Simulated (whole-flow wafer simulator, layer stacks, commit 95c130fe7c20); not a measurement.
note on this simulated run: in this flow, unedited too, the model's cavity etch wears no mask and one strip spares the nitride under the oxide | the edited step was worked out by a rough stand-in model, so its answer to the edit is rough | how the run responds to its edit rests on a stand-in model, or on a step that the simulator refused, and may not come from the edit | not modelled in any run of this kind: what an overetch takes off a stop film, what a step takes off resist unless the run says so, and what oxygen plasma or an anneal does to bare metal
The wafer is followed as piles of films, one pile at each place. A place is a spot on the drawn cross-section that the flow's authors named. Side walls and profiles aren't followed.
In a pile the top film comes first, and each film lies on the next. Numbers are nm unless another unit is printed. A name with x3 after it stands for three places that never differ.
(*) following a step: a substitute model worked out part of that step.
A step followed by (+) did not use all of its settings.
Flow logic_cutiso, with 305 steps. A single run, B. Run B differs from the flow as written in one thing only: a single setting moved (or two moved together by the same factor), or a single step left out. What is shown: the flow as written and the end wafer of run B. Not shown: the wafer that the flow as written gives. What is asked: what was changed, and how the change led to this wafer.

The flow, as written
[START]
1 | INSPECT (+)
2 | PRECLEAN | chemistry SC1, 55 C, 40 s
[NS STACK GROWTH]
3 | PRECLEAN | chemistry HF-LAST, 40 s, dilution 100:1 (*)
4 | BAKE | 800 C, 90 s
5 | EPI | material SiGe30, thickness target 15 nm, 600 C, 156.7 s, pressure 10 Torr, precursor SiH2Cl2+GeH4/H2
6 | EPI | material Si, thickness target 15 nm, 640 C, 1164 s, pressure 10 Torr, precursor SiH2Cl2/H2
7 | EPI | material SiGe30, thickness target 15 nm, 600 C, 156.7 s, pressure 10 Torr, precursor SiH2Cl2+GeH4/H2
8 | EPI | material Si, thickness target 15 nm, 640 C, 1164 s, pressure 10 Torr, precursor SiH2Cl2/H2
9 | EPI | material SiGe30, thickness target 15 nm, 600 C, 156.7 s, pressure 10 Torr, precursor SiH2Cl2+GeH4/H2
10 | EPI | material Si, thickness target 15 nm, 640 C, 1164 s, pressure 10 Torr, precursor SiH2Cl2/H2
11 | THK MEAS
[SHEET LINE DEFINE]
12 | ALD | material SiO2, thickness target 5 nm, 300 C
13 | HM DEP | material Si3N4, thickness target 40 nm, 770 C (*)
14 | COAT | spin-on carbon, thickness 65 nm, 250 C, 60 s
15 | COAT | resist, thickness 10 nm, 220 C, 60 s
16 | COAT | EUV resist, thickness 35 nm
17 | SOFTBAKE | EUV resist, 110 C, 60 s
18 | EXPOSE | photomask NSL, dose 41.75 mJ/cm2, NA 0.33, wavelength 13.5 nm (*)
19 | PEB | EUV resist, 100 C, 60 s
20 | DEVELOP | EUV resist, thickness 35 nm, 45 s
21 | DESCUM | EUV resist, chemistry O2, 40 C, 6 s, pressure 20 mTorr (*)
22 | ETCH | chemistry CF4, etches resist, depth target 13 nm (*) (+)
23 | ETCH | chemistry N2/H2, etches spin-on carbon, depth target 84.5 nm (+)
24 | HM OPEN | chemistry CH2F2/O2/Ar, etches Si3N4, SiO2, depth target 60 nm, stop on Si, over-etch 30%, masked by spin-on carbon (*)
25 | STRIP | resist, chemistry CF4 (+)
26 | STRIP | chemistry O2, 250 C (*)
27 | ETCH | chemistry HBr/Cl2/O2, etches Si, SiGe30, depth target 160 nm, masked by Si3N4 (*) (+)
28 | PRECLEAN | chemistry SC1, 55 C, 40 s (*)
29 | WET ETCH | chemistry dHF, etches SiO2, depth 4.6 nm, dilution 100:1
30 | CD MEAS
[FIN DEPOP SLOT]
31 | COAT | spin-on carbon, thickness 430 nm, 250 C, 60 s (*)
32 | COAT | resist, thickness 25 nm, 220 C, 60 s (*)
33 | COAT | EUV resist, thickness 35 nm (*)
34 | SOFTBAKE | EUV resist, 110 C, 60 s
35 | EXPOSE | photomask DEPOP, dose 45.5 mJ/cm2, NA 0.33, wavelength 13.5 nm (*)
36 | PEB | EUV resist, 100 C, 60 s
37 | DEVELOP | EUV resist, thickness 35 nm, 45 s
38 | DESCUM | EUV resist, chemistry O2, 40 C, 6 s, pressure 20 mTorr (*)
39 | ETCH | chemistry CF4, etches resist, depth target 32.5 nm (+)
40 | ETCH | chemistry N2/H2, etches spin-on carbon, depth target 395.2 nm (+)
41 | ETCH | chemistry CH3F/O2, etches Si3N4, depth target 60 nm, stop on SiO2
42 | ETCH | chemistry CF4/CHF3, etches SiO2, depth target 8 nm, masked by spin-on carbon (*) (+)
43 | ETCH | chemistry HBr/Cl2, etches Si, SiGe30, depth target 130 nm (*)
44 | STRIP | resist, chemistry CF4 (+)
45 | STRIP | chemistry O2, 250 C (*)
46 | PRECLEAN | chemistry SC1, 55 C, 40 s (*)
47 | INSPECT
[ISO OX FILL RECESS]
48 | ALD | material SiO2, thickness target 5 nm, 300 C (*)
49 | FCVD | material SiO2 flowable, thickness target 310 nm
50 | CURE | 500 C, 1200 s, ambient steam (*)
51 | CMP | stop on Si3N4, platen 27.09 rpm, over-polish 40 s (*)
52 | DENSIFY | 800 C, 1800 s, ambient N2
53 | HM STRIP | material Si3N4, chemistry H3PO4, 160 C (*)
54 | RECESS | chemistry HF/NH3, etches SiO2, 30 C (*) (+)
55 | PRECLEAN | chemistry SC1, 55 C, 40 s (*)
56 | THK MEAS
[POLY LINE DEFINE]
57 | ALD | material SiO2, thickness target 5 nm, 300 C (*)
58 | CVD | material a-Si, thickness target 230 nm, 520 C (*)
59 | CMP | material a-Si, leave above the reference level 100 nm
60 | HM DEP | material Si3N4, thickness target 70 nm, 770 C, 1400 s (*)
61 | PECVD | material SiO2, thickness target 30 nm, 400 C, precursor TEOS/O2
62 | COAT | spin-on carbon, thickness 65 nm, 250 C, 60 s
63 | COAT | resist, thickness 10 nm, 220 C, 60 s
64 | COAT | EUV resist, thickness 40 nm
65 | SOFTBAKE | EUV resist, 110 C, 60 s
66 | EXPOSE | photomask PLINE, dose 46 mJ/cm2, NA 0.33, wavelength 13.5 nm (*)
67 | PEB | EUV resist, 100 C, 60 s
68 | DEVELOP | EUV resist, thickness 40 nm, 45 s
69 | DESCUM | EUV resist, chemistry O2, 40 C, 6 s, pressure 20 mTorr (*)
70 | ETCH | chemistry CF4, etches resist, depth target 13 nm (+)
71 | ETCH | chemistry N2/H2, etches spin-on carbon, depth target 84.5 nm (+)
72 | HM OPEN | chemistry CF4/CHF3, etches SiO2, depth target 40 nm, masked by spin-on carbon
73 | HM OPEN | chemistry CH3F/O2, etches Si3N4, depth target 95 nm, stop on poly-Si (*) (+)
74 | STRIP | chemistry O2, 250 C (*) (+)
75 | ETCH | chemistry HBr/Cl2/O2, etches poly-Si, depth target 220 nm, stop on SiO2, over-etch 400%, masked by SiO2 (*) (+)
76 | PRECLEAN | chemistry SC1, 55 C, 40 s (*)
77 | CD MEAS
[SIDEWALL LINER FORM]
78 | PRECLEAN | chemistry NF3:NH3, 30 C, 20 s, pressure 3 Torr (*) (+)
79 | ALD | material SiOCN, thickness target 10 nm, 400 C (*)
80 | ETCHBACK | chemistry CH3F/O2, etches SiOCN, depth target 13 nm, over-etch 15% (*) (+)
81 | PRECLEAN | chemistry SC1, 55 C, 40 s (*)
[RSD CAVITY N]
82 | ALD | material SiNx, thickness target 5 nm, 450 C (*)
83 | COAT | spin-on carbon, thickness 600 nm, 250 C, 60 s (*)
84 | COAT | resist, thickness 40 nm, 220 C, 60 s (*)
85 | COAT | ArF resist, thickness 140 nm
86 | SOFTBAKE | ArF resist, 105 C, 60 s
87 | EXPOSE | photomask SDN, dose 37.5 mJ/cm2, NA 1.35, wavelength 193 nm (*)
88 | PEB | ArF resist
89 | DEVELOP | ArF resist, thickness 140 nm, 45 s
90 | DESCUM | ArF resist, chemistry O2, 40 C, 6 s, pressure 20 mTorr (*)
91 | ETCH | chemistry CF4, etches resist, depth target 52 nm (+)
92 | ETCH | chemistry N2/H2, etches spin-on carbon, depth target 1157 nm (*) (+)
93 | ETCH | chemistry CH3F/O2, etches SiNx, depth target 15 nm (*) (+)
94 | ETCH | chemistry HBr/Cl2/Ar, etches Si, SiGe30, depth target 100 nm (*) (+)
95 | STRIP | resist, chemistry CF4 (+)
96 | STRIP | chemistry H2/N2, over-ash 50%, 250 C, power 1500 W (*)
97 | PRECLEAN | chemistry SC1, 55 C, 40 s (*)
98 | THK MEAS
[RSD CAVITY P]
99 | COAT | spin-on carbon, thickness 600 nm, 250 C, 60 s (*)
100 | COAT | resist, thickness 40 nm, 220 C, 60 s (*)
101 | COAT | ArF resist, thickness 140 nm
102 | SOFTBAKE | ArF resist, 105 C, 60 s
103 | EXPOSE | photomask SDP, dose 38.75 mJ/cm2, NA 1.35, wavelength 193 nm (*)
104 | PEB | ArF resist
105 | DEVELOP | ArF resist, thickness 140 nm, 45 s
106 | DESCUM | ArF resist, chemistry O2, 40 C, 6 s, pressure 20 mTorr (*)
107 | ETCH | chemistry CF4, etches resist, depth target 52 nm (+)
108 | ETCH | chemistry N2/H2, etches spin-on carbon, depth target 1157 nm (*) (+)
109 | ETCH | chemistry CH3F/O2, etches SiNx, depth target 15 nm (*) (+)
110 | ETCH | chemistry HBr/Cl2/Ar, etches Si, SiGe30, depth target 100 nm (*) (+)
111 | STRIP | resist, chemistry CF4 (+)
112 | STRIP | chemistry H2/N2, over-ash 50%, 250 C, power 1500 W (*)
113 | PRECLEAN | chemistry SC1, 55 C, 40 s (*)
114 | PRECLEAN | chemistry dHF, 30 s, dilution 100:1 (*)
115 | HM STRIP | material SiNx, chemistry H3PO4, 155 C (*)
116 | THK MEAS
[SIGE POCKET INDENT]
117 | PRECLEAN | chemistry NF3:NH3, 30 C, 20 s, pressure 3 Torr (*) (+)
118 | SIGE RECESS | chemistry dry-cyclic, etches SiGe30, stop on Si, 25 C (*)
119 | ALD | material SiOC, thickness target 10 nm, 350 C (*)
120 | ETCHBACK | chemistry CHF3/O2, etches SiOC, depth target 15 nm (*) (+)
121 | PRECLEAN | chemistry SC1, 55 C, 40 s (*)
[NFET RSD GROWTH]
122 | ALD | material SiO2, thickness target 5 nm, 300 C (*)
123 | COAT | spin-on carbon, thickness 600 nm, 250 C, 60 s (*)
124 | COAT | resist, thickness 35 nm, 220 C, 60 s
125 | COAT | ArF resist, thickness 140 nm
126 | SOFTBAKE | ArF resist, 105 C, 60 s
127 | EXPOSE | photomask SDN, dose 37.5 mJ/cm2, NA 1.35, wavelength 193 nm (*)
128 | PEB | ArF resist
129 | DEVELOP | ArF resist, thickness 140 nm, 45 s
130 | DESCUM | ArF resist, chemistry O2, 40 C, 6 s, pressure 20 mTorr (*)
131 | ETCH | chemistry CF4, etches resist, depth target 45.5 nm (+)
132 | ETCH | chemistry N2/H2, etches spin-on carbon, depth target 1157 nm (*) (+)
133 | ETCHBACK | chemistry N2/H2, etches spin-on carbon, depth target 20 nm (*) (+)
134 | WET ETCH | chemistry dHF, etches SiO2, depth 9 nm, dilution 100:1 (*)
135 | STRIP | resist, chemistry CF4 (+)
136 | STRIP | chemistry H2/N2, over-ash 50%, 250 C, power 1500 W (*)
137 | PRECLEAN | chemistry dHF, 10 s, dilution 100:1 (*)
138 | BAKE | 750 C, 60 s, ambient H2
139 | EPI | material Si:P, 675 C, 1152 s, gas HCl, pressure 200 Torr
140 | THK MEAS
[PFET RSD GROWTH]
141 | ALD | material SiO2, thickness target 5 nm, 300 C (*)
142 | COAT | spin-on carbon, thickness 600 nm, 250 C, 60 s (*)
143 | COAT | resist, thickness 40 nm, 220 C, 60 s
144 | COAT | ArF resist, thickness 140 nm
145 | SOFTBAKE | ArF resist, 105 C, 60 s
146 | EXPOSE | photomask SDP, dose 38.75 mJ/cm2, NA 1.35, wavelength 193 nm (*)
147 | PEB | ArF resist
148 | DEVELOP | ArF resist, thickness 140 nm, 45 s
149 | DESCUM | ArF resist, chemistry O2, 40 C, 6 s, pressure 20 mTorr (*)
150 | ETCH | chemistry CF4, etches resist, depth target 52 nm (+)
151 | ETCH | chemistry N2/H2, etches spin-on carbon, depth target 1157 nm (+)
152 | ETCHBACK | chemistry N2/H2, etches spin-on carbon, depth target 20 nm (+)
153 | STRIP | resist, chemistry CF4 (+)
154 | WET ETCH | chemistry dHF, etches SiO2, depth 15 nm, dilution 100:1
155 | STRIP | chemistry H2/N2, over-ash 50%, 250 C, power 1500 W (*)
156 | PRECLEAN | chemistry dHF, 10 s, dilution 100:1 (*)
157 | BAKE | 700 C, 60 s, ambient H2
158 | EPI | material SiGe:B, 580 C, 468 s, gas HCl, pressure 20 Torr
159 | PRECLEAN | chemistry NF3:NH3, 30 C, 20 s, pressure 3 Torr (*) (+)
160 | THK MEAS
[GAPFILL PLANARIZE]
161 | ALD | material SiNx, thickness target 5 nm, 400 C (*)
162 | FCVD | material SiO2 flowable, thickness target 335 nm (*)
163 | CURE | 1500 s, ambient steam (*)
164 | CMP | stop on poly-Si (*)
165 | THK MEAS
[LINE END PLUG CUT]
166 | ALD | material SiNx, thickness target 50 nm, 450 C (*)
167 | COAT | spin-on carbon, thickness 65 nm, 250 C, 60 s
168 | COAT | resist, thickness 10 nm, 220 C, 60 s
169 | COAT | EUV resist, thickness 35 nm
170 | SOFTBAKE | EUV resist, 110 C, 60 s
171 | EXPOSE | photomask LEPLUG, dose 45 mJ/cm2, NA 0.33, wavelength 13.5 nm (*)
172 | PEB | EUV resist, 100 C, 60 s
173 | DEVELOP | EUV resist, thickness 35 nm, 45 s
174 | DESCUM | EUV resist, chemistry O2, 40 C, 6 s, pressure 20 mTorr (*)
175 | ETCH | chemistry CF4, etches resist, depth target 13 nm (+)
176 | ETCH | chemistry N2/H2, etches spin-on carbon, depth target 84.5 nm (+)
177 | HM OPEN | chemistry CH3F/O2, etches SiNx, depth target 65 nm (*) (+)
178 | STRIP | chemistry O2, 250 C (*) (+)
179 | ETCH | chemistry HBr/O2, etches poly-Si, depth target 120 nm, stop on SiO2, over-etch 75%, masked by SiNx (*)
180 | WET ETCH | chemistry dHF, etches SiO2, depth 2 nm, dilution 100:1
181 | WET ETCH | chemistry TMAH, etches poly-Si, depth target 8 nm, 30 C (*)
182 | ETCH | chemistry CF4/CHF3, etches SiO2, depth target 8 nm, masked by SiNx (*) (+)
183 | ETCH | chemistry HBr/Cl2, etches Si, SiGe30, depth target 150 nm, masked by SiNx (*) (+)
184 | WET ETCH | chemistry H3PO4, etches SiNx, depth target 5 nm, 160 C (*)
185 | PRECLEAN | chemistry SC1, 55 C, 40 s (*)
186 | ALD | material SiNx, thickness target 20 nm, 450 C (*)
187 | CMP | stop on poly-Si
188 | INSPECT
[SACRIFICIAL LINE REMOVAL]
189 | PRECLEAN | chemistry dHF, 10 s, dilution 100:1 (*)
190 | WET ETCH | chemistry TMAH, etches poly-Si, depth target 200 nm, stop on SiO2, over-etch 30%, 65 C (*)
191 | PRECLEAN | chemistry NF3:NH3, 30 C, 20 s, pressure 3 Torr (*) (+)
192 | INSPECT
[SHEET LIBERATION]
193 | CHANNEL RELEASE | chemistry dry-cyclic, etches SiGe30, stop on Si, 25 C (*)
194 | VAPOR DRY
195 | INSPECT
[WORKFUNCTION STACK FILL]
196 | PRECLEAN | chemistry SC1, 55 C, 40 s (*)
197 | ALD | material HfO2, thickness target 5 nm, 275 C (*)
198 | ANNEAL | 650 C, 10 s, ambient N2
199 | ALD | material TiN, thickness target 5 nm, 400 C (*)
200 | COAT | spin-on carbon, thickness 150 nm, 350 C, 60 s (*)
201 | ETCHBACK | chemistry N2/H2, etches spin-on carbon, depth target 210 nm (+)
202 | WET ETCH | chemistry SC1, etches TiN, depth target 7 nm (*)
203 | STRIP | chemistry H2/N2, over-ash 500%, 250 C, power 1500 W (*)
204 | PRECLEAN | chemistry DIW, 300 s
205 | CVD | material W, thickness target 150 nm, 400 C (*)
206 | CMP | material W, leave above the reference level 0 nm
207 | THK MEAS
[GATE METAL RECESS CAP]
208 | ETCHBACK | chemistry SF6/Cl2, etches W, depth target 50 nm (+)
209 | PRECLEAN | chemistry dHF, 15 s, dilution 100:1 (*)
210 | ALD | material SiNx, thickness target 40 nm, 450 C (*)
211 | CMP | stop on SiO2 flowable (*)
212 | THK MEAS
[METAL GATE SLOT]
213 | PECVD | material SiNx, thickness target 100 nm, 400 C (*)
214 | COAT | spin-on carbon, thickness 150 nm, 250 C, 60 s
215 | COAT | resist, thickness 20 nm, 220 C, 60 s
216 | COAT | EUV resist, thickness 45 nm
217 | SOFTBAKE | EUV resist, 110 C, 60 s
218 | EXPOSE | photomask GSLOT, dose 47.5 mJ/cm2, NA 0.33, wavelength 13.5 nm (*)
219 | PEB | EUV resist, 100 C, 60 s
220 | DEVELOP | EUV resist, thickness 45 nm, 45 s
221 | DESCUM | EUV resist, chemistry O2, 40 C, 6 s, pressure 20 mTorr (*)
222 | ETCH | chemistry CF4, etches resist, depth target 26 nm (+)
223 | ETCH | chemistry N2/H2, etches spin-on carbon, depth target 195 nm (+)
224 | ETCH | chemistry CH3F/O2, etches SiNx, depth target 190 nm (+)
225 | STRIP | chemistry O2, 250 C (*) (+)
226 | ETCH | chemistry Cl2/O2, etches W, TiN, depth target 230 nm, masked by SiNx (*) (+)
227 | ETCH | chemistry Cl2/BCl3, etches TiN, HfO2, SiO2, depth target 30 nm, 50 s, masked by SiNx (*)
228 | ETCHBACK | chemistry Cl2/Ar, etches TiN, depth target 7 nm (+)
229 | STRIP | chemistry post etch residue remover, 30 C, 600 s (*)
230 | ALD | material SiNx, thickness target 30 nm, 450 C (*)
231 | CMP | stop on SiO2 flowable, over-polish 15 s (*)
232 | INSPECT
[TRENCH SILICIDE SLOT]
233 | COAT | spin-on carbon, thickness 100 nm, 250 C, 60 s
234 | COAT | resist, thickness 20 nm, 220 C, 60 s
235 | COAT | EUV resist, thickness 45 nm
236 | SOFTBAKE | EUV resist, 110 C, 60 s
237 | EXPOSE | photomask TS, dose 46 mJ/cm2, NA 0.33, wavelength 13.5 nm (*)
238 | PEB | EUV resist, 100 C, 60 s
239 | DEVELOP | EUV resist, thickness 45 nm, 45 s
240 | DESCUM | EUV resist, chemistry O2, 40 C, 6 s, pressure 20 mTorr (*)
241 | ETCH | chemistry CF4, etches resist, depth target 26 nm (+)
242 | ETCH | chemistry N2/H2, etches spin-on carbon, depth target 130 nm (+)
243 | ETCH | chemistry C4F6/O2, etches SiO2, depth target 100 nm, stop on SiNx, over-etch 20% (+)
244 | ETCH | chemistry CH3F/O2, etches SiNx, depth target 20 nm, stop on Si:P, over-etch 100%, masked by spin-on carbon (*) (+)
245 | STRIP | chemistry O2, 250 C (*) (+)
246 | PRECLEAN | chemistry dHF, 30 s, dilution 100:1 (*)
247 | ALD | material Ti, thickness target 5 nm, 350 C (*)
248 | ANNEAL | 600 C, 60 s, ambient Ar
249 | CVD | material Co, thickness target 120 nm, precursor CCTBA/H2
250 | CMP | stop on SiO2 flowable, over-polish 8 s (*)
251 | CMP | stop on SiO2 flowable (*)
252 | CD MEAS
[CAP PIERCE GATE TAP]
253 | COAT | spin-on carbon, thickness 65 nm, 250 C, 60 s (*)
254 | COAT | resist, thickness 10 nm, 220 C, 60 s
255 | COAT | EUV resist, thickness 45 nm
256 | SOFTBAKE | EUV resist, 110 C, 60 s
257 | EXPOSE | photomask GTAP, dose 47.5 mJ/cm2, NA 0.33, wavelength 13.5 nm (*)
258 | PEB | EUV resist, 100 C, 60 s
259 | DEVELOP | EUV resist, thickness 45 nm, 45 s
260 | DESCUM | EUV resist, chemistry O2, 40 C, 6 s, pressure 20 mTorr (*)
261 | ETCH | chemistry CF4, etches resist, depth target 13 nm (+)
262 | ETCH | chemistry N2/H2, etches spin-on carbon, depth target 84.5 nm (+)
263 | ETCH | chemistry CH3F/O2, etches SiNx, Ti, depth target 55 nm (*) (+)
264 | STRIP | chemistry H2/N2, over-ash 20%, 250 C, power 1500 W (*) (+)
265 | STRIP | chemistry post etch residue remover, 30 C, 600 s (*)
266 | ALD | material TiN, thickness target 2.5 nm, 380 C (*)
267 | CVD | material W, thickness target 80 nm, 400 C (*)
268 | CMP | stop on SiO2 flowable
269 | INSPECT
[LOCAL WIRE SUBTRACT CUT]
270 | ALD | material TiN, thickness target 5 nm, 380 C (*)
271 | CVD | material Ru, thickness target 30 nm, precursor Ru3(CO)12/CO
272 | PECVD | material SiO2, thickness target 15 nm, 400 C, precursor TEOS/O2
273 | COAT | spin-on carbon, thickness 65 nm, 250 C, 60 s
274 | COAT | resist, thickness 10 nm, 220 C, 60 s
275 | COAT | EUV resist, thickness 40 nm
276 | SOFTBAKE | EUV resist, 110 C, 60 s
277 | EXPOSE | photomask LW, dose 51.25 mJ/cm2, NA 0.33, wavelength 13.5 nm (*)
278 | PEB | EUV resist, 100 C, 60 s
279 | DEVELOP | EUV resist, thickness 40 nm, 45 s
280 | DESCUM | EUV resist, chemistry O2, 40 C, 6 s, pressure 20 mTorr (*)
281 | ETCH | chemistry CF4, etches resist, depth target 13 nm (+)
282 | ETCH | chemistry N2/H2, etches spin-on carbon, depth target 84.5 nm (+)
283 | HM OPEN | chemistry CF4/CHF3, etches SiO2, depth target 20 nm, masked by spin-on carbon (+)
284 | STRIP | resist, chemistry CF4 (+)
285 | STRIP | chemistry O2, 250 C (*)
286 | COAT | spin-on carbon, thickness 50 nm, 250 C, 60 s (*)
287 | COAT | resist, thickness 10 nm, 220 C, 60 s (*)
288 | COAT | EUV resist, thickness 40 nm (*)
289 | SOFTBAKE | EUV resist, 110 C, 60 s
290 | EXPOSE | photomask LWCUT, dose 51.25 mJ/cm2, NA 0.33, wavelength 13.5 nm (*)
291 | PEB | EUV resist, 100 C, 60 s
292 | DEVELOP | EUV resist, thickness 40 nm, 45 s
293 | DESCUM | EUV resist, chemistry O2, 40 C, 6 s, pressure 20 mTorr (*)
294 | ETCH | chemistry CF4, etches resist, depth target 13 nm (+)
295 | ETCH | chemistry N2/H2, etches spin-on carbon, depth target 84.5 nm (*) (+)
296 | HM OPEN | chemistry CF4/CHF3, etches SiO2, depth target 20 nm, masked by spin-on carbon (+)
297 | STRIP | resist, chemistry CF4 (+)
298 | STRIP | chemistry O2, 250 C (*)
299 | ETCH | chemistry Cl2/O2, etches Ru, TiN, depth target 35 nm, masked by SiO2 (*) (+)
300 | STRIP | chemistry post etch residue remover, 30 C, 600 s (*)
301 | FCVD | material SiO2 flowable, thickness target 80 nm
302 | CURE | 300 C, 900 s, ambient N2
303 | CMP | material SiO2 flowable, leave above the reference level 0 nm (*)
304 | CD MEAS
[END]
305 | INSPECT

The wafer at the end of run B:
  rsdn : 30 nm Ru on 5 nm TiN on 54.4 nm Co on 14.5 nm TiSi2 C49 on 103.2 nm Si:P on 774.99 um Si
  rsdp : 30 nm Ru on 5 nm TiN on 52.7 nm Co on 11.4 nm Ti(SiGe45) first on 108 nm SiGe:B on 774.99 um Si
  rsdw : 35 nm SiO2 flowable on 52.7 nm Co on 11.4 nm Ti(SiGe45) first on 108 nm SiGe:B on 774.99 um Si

The reason: step 247, ALD: thickness target 5.7 nm was run, whereas the flow has thickness target 5 nm.

The path from the change to this, step by step:
  247 | ALD | material Ti, thickness target 5 nm, 350 C (*)
      depop, dpovl, gfld and 19 more: Ti gains 5.7 (new film) (it would be, as written: Ti gains 5 (new film))
  248 | ANNEAL | 600 C, 60 s, ambient Ar
      rsdp, rsdw: Ti(SiGe45) first gains 11.4 (new film), Ti loses 5.7 (all of it), SiGe:B loses 8.39 (it would be, as written: Ti(SiGe45) first gains 8.95 (new film), Ti loses 5 (all of it), SiGe:B loses 5.98)
      rsdn: TiSi2 C49 gains 14.5 (new film), Ti loses 5.7 (all of it), Si:P loses 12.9 (it would be, as written: TiSi2 C49 gains 12.7 (new film), Ti loses 5 (all of it), Si:P loses 11.3)
  250 | CMP | stop on SiO2 flowable, over-polish 8 s (*)
      rsdx: Co loses 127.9 (all of it), Ti loses 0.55 (it would be, as written: Co loses 127.9 (all of it))
      gl, glp, gxf, gxn, gxp, tap: Co loses 120.3 (all of it), Ti loses 5.7 (all of it), SiNx loses 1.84 (it would be, as written: Co loses 120.3 (all of it), Ti loses 5 (all of it), SiNx loses 1.84)
      (and at 11 other places as well)
  251 | CMP | stop on SiO2 flowable (*)
      iso: Co loses 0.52 (all of it), Ti loses 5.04 (it would be, as written: Co loses 1.22 (all of it), Ti loses 4.34)
